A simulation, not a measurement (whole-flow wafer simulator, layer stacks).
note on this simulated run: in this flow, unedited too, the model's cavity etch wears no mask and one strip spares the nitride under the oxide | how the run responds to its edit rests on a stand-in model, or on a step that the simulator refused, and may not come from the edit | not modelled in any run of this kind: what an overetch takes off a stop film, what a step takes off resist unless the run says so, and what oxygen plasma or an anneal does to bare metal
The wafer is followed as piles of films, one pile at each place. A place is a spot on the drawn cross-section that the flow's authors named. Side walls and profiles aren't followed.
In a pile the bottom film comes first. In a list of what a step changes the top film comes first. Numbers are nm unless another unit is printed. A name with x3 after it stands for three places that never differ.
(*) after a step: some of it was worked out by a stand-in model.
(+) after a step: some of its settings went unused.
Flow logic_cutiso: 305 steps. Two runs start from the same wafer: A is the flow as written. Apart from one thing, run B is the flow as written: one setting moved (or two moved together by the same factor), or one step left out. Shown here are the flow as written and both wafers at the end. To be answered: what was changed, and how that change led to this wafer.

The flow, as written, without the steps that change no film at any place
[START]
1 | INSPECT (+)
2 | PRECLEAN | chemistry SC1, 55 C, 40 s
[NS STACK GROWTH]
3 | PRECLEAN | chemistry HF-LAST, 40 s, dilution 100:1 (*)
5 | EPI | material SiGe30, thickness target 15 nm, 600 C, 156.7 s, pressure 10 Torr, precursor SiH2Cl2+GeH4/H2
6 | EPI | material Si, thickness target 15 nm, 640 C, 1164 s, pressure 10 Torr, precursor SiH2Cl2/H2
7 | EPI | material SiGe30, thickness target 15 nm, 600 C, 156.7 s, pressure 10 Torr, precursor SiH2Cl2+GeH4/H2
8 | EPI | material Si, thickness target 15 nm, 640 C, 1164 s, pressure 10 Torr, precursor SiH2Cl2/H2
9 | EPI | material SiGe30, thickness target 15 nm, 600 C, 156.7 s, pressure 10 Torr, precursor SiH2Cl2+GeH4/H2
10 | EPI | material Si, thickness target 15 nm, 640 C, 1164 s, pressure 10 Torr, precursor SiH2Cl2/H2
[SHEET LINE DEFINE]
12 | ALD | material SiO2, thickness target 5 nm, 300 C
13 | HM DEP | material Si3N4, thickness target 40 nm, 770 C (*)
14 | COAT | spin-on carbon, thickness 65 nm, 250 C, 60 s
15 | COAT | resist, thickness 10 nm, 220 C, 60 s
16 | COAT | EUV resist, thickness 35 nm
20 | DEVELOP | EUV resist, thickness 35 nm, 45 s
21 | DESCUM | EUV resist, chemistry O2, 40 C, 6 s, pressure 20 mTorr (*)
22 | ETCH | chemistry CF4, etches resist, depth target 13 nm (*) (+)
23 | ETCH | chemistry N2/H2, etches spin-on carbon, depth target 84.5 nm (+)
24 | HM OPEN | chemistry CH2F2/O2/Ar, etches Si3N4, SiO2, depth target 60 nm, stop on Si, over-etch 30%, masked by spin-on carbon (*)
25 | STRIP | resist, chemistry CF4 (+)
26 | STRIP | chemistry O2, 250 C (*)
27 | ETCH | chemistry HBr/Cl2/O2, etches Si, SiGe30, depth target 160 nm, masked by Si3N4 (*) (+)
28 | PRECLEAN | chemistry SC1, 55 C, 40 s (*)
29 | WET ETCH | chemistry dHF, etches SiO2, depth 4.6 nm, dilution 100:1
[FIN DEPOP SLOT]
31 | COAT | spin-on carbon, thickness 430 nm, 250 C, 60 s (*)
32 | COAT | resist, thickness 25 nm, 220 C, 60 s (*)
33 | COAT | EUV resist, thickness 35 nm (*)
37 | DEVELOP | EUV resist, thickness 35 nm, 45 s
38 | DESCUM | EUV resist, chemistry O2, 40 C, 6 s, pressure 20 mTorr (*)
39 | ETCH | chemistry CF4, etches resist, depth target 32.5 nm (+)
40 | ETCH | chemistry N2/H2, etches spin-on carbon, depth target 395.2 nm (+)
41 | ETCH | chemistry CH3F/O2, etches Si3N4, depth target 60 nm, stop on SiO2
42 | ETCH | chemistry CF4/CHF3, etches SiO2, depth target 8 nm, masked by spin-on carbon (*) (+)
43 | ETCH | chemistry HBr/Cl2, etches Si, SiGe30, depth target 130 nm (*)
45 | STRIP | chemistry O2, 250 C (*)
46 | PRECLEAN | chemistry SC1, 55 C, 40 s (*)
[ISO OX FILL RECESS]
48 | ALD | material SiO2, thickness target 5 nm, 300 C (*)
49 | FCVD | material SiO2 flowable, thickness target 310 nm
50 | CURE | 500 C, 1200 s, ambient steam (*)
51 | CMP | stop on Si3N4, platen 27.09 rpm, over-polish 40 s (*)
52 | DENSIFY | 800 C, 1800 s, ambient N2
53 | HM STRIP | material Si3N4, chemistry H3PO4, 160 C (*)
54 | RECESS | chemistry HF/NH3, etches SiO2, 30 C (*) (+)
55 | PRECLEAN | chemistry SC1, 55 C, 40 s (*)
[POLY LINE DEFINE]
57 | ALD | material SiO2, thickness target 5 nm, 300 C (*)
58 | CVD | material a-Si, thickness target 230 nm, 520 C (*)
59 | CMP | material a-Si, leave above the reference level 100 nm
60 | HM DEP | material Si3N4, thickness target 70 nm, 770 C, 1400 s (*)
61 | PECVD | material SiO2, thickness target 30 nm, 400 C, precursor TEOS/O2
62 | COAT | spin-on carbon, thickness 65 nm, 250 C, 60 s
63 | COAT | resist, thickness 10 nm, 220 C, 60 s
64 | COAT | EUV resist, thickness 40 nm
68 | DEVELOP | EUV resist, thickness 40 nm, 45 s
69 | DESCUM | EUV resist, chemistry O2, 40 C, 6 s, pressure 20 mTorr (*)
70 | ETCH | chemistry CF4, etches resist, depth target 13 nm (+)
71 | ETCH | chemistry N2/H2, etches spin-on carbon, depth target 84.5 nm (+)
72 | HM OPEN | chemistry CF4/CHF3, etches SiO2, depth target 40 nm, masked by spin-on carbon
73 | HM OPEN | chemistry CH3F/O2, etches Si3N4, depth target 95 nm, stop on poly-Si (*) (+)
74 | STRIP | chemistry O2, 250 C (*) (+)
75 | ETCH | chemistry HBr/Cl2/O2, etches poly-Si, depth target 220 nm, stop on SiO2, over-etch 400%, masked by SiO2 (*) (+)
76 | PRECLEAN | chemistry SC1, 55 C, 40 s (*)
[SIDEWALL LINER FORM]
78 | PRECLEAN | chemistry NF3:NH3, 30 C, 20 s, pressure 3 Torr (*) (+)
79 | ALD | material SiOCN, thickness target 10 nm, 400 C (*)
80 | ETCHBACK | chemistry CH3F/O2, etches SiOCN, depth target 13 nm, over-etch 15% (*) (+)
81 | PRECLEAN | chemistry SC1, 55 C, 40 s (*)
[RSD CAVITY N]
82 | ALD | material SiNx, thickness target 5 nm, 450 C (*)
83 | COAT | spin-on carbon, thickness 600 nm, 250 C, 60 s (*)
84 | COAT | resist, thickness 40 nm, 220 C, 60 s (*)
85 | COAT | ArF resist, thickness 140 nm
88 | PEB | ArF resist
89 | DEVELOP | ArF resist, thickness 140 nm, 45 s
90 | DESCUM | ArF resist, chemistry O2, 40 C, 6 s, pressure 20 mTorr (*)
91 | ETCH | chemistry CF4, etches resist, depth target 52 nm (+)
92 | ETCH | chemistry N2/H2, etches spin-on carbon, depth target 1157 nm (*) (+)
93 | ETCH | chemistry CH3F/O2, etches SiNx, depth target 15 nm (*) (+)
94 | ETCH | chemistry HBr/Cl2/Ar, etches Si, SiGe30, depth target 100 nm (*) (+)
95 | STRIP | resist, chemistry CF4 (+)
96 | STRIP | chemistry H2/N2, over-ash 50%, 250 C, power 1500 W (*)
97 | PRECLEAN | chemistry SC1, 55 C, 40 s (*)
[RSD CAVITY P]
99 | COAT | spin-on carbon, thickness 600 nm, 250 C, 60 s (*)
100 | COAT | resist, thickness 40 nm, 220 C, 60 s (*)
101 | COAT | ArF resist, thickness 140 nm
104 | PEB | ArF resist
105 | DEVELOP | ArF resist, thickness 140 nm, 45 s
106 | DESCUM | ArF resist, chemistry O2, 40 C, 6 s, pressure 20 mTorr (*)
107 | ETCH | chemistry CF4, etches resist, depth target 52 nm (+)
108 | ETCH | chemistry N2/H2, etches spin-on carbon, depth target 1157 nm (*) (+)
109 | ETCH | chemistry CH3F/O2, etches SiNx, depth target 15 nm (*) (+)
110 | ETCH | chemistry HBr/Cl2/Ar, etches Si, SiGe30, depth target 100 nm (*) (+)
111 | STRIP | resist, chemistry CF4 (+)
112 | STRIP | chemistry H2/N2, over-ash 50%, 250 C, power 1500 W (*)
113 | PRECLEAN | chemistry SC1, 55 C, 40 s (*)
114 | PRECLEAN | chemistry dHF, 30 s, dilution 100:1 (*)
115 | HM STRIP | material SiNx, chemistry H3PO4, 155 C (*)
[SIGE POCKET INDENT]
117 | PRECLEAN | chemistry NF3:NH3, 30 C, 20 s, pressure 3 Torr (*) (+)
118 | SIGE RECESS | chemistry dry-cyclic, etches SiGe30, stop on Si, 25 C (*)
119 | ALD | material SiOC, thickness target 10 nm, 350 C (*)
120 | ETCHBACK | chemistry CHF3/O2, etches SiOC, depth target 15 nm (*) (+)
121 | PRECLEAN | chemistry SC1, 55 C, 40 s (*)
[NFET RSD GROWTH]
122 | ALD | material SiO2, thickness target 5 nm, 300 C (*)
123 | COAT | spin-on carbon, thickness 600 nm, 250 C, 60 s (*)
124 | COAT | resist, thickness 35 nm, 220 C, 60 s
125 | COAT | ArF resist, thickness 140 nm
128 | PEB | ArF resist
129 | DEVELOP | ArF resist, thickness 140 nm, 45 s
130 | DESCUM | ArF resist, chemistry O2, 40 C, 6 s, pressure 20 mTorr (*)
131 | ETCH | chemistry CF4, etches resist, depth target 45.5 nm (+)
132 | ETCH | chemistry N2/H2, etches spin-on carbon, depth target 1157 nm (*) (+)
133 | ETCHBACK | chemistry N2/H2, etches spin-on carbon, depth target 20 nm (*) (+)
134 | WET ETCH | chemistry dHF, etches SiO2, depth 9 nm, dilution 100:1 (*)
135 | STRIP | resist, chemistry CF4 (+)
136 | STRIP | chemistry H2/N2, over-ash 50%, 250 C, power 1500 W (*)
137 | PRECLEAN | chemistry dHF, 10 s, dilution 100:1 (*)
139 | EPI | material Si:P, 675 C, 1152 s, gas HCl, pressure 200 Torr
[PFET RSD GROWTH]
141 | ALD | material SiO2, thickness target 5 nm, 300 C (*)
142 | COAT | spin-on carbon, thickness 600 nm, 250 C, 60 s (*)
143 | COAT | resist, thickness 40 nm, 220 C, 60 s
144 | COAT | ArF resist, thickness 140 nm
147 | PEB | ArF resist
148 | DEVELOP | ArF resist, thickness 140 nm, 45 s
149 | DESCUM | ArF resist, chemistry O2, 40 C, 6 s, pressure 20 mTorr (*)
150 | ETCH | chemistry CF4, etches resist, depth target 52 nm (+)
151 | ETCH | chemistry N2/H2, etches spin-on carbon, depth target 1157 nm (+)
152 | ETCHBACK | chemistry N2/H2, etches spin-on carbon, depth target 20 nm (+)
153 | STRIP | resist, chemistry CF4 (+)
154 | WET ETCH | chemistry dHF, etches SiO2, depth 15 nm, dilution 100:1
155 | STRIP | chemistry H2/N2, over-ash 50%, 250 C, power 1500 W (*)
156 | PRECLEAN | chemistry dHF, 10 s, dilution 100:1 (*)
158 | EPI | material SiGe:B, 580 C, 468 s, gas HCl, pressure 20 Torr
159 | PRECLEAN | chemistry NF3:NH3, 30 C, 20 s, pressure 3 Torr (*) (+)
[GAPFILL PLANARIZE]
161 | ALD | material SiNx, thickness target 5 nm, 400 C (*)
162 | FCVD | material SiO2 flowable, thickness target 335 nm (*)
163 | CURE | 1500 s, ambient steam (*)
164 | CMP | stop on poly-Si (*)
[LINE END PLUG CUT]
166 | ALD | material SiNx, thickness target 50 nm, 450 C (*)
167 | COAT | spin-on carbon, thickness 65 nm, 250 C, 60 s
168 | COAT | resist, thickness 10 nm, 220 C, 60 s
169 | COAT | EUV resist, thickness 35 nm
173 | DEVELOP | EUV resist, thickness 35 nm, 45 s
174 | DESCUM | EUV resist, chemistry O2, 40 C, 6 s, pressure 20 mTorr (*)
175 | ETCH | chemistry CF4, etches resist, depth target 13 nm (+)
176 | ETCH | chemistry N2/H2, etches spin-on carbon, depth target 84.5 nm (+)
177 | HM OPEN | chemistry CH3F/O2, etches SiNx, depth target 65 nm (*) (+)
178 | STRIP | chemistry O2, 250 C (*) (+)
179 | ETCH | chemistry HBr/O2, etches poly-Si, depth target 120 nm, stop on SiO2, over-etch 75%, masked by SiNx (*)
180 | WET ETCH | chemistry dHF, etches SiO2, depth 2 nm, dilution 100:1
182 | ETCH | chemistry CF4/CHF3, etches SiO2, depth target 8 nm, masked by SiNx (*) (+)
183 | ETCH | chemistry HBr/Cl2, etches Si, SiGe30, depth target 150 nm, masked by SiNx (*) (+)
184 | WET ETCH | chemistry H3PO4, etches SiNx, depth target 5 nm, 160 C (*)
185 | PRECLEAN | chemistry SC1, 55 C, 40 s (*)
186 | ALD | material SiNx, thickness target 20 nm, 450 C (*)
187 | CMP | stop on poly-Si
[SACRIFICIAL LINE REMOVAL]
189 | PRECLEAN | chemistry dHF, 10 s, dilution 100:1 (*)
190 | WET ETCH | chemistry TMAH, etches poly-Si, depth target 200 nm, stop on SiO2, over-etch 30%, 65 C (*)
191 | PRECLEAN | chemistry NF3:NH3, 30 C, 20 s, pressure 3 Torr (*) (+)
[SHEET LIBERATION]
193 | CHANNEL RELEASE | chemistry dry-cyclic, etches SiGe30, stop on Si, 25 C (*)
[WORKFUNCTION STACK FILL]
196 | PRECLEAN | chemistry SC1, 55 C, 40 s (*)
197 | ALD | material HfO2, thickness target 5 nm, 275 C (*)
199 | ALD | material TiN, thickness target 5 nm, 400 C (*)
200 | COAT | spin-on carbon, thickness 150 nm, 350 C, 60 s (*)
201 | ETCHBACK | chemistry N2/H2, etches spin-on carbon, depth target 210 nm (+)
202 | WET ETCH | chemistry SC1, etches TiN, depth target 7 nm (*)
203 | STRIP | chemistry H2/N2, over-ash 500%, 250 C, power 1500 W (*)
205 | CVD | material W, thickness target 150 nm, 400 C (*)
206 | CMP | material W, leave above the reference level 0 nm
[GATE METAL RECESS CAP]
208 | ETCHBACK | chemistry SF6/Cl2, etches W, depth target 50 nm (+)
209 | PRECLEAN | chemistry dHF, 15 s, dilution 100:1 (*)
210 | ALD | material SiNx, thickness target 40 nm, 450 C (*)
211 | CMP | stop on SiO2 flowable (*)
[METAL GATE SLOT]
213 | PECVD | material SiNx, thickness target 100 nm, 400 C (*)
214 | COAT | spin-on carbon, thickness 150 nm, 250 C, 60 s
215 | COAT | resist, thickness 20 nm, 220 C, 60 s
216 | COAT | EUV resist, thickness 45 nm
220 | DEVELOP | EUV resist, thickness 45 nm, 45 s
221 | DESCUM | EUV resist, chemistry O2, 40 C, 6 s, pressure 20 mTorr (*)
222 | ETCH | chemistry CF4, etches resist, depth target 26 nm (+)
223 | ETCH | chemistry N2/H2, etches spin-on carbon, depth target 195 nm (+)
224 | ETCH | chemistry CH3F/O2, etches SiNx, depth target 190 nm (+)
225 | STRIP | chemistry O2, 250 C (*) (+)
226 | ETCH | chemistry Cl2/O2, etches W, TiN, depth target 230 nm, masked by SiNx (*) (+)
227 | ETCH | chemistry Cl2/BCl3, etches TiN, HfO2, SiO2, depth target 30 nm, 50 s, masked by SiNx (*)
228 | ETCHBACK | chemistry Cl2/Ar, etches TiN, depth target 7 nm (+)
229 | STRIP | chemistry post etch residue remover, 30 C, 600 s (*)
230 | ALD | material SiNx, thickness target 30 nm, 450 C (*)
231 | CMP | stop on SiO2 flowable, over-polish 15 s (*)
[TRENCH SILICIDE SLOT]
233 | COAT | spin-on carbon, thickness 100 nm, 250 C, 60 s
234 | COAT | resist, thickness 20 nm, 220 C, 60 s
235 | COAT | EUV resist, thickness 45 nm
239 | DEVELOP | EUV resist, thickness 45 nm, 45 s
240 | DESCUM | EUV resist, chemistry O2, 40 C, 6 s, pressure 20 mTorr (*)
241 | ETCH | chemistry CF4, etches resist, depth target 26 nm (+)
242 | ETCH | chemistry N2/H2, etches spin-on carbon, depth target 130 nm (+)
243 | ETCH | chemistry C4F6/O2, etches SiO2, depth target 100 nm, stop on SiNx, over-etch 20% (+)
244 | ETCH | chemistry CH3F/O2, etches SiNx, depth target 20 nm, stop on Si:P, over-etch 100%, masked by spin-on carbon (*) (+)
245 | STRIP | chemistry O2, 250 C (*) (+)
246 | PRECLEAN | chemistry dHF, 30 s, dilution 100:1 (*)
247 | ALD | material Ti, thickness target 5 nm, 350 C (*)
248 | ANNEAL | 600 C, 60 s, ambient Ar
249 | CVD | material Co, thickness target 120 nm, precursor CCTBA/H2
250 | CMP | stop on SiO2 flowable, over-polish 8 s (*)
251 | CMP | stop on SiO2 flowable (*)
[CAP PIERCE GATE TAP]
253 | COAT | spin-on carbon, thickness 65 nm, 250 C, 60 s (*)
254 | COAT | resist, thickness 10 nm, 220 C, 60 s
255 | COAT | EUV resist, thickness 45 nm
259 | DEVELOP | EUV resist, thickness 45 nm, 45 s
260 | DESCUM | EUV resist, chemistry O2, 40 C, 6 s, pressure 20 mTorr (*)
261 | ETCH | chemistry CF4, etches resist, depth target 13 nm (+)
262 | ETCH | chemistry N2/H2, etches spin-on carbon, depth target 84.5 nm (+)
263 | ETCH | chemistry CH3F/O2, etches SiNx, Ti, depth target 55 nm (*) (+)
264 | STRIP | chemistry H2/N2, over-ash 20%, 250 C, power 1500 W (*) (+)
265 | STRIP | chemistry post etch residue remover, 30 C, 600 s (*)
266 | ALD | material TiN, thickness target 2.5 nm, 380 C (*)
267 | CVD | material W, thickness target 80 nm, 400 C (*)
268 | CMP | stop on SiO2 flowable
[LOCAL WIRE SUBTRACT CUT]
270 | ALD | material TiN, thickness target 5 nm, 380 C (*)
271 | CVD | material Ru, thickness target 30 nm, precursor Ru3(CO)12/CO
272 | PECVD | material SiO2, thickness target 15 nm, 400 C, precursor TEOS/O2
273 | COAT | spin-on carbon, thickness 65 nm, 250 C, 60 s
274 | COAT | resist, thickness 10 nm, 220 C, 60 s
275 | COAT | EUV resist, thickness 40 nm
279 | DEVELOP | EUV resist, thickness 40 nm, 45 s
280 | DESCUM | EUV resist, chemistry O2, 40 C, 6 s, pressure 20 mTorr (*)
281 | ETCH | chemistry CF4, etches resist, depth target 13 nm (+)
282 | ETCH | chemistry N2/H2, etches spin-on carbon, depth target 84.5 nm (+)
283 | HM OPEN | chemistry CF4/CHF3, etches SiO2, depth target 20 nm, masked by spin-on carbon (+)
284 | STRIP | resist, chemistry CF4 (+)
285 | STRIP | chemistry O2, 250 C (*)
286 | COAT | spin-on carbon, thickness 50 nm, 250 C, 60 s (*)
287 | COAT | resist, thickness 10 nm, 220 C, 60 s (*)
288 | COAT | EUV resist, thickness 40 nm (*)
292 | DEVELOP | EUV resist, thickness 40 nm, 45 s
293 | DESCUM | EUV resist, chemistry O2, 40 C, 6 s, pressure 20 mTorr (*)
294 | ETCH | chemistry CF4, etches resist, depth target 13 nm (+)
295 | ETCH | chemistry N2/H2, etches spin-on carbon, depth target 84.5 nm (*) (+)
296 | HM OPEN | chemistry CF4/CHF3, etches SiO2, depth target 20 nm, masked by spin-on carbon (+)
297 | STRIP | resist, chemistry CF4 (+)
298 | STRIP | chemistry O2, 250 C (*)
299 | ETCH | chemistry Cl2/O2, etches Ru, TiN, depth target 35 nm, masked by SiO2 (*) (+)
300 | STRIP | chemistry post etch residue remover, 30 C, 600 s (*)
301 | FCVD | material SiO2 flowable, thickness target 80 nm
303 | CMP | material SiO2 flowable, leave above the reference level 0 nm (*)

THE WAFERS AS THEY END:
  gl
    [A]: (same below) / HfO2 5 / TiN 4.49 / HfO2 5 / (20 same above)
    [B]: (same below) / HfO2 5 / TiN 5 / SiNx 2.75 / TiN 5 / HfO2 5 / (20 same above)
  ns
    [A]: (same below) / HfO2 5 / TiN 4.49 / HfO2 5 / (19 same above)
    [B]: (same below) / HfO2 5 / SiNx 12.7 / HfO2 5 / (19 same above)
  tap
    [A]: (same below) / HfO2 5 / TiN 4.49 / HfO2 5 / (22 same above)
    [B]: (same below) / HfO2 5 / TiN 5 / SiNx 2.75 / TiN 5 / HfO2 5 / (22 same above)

The reason: step 5, EPI: thickness target 23.2 nm was run, whereas the flow has thickness target 15 nm; step 5, EPI: 242.9 s was run, where the flow has 156.7 s.

Step by step, how the change led to this:
  5 | EPI | material SiGe30, thickness target 15 nm, 600 C, 156.7 s, pressure 10 Torr, precursor SiH2Cl2+GeH4/H2
      depop, dpovl, gfld and 19 more: A SiGe30 gains 15 (new film) | B SiGe30 gains 23.3 (new film)
  27 | ETCH | chemistry HBr/Cl2/O2, etches Si, SiGe30, depth target 160 nm, masked by Si3N4 (*) (+)
      gfld, gxf, iso, lnri: A chemical SiO2 loses 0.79 (all of it), Si loses 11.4 (all of it), SiGe30 loses 15 (all of it), Si loses 15 (all of it), SiGe30 loses 15 (all of it), Si loses 15 (all of it), SiGe30 loses 15 (all of it), Si loses 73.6 | B chemical SiO2 loses 0.79 (all of it), Si loses 11.4 (all of it), SiGe30 loses 15 (all of it), Si loses 15 (all of it), SiGe30 loses 15 (all of it), Si loses 15 (all of it), SiGe30 loses 23.3 (all of it), Si loses 65.4
      dpovl, nsgap: A chemical SiO2 loses 0.79 (all of it), Si loses 11.8 (all of it), SiGe30 loses 15 (all of it), Si loses 15 (all of it), SiGe30 loses 15 (all of it), Si loses 15 (all of it), SiGe30 loses 15 (all of it), Si loses 73.2 | B chemical SiO2 loses 0.79 (all of it), Si loses 11.8 (all of it), SiGe30 loses 15 (all of it), Si loses 15 (all of it), SiGe30 loses 15 (all of it), Si loses 15 (all of it), SiGe30 loses 23.3 (all of it), Si loses 65
      (as well as at 1 more place)
  43 | ETCH | chemistry HBr/Cl2, etches Si, SiGe30, depth target 130 nm (*)
      depop: A Si loses 14 (all of it), SiGe30 loses 15 (all of it), Si loses 15 (all of it), SiGe30 loses 15 (all of it), Si loses 15 (all of it), SiGe30 loses 15 (all of it), Si loses 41 | B Si loses 14 (all of it), SiGe30 loses 15 (all of it), Si loses 15 (all of it), SiGe30 loses 15 (all of it), Si loses 15 (all of it), SiGe30 loses 23.3 (all of it), Si loses 32.7
  94 | ETCH | chemistry HBr/Cl2/Ar, etches Si, SiGe30, depth target 100 nm (*) (+)
      rsdn, rsdx: A chemical SiO2 loses 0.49 (all of it), Si loses 12.8 (all of it), SiGe30 loses 15 (all of it), Si loses 15 (all of it), SiGe30 loses 15 (all of it), Si loses 15 (all of it), SiGe30 loses 15 (all of it), Si loses 12.2 | B chemical SiO2 loses 0.49 (all of it), Si loses 12.8 (all of it), SiGe30 loses 15 (all of it), Si loses 15 (all of it), SiGe30 loses 15 (all of it), Si loses 15 (all of it), SiGe30 loses 23.3 (all of it), Si loses 3.91
  110 | ETCH | chemistry HBr/Cl2/Ar, etches Si, SiGe30, depth target 100 nm (*) (+)
      rsdp, rsdw: A chemical SiO2 loses 0.49 (all of it), Si loses 12.8 (all of it), SiGe30 loses 15 (all of it), Si loses 15 (all of it), SiGe30 loses 15 (all of it), Si loses 15 (all of it), SiGe30 loses 15 (all of it), Si loses 12.2 | B chemical SiO2 loses 0.49 (all of it), Si loses 12.8 (all of it), SiGe30 loses 15 (all of it), Si loses 15 (all of it), SiGe30 loses 15 (all of it), Si loses 15 (all of it), SiGe30 loses 23.3 (all of it), Si loses 3.91
  118 | SIGE RECESS | chemistry dry-cyclic, etches SiGe30, stop on Si, 25 C (*)
      lnr, lnrp, lnrt: A SiOCN loses 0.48, Si loses 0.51, cavity gains 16 (new film), SiGe30 loses 15 (all of it), Si loses 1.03, cavity gains 16 (new film), SiGe30 loses 15 (all of it), Si loses 1.03, cavity gains 16 (new film), SiGe30 loses 15 (all of it), Si loses 0.51 | B SiOCN loses 0.48, Si loses 0.51, cavity gains 16 (new film), SiGe30 loses 15 (all of it), Si loses 1.03, cavity gains 16 (new film), SiGe30 loses 15 (all of it), Si loses 1.03, cavity gains 24.3 (new film), SiGe30 loses 23.3 (all of it), Si loses 0.51
  119 | ALD | material SiOC, thickness target 10 nm, 350 C (*)
      lnr, lnrp, lnrt: A SiOC gains 10 (new film), SiOC gains 16 (new film), cavity loses 16 (all of it), SiOC gains 16 (new film), cavity loses 16 (all of it), SiOC gains 16 (new film), cavity loses 16 (all of it) | B SiOC gains 10 (new film), SiOC gains 16 (new film), cavity loses 16 (all of it), SiOC gains 16 (new film), cavity loses 16 (all of it), SiOC gains 24.3 (new film), cavity loses 24.3 (all of it)
  183 | ETCH | chemistry HBr/Cl2, etches Si, SiGe30, depth target 150 nm, masked by SiNx (*) (+)
      plug: A Si loses 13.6 (all of it), SiGe30 loses 15 (all of it), Si loses 15 (all of it), SiGe30 loses 15 (all of it), Si loses 15 (all of it), SiGe30 loses 15 (all of it), Si loses 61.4 | B Si loses 13.6 (all of it), SiGe30 loses 15 (all of it), Si loses 15 (all of it), SiGe30 loses 15 (all of it), Si loses 15 (all of it), SiGe30 loses 23.3 (all of it), Si loses 53.2
  193 | CHANNEL RELEASE | chemistry dry-cyclic, etches SiGe30, stop on Si, 25 C (*)
      gl, glp, gxn, gxp, ns, tap: A chemical SiO2 gains 0.8 (new film), Si loses 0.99, chemical SiO2 gains 0.8 (new film), cavity gains 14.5 (new film), chemical SiO2 gains 0.8 (new film), SiGe30 loses 15 (all of it), Si loses 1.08, chemical SiO2 gains 0.8 (new film), cavity gains 14.5 (new film), chemical SiO2 gains 0.8 (new film), SiGe30 loses 15 (all of it), Si loses 1.08, chemical SiO2 gains 0.8 (new film), cavity gains 14.5 (new film), chemical SiO2 gains 0.8 (new film), SiGe30 loses 15 (all of it), Si loses 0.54 | B chemical SiO2 gains 0.8 (new film), Si loses 0.99, chemical SiO2 gains 0.8 (new film), cavity gains 14.5 (new film), chemical SiO2 gains 0.8 (new film), SiGe30 loses 15 (all of it), Si loses 1.08, chemical SiO2 gains 0.8 (new film), cavity gains 14.5 (new film), chemical SiO2 gains 0.8 (new film), SiGe30 loses 15 (all of it), Si loses 1.08, chemical SiO2 gains 0.8 (new film), cavity gains 22.7 (new film), chemical SiO2 gains 0.8 (new film), SiGe30 loses 23.3 (all of it), Si loses 0.54
  199 | ALD | material TiN, thickness target 5 nm, 400 C (*)
      gl, glp, tap: A TiN gains 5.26 (new film), TiN gains 4.49 (new film), cavity loses 4.49 (all of it), TiN gains 4.49 (new film), cavity loses 4.49 (all of it), TiN gains 4.49 (new film), cavity loses 4.49 (all of it) | B TiN gains 5.26 (new film), TiN gains 4.49 (new film), cavity loses 4.49 (all of it), TiN gains 4.49 (new film), cavity loses 4.49 (all of it), TiN gains 5 (new film), cavity loses 10, TiN gains 5 (new film)
      gxn, gxp, ns: A TiN gains 5 (new film), TiN gains 4.49 (new film), cavity loses 4.49 (all of it), TiN gains 4.49 (new film), cavity loses 4.49 (all of it), TiN gains 4.49 (new film), cavity loses 4.49 (all of it) | B TiN gains 5 (new film), TiN gains 4.49 (new film), cavity loses 4.49 (all of it), TiN gains 4.49 (new film), cavity loses 4.49 (all of it), TiN gains 5 (new film), cavity loses 10, TiN gains 5 (new film)
  202 | WET ETCH | chemistry SC1, etches TiN, depth target 7 nm (*)
      ns: A TiN loses 5 (all of it) | B TiN loses 5 (all of it), TiN loses 5 (all of it), cavity gains 10, TiN loses 5 (all of it)
  210 | ALD | material SiNx, thickness target 40 nm, 450 C (*)
      gl, glp, gxn, gxp, tap: A SiNx gains 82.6 (new film) | B SiNx gains 82.6 (new film), SiNx gains 2.75 (new film), cavity loses 2.75 (all of it)
      ns: A SiNx gains 40 (new film) | B SiNx gains 40 (new film), SiNx gains 12.7 (new film), cavity loses 12.7 (all of it)
With metal films that touch counted as one body, gl has 5 bodies (between them, from the top down: HfO2 5 / chemical SiO2 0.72 / Si 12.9 / chemical SiO2 0.8 / HfO2 5; HfO2 5 / chemical SiO2 0.8 / Si 13.9 / chemical SiO2 0.8 / HfO2 5; HfO2 5 / chemical SiO2 0.8 / Si 13.9 / chemical SiO2 0.8 / HfO2 5; SiNx 2.75); the flow as written gives 4 bodies (between them, from the top down: HfO2 5 / chemical SiO2 0.72 / Si 12.9 / chemical SiO2 0.8 / HfO2 5; HfO2 5 / chemical SiO2 0.8 / Si 13.9 / chemical SiO2 0.8 / HfO2 5; HfO2 5 / chemical SiO2 0.8 / Si 13.9 / chemical SiO2 0.8 / HfO2 5).
With metal films that touch counted as one body, ns has 3 bodies (between them, from the top down: HfO2 5 / chemical SiO2 0.72 / Si 12.9 / chemical SiO2 0.8 / HfO2 5; HfO2 5 / chemical SiO2 0.8 / Si 13.9 / chemical SiO2 0.8 / HfO2 5); the flow as written gives 4 bodies (between them, from the top down: HfO2 5 / chemical SiO2 0.72 / Si 12.9 / chemical SiO2 0.8 / HfO2 5; HfO2 5 / chemical SiO2 0.8 / Si 13.9 / chemical SiO2 0.8 / HfO2 5; HfO2 5 / chemical SiO2 0.8 / Si 13.9 / chemical SiO2 0.8 / HfO2 5).
With metal films that touch counted as one body, tap has 5 bodies (between them, from the top down: HfO2 5 / chemical SiO2 0.72 / Si 12.9 / chemical SiO2 0.8 / HfO2 5; HfO2 5 / chemical SiO2 0.8 / Si 13.9 / chemical SiO2 0.8 / HfO2 5; HfO2 5 / chemical SiO2 0.8 / Si 13.9 / chemical SiO2 0.8 / HfO2 5; SiNx 2.75); the flow as written gives 4 bodies (between them, from the top down: HfO2 5 / chemical SiO2 0.72 / Si 12.9 / chemical SiO2 0.8 / HfO2 5; HfO2 5 / chemical SiO2 0.8 / Si 13.9 / chemical SiO2 0.8 / HfO2 5; HfO2 5 / chemical SiO2 0.8 / Si 13.9 / chemical SiO2 0.8 / HfO2 5).
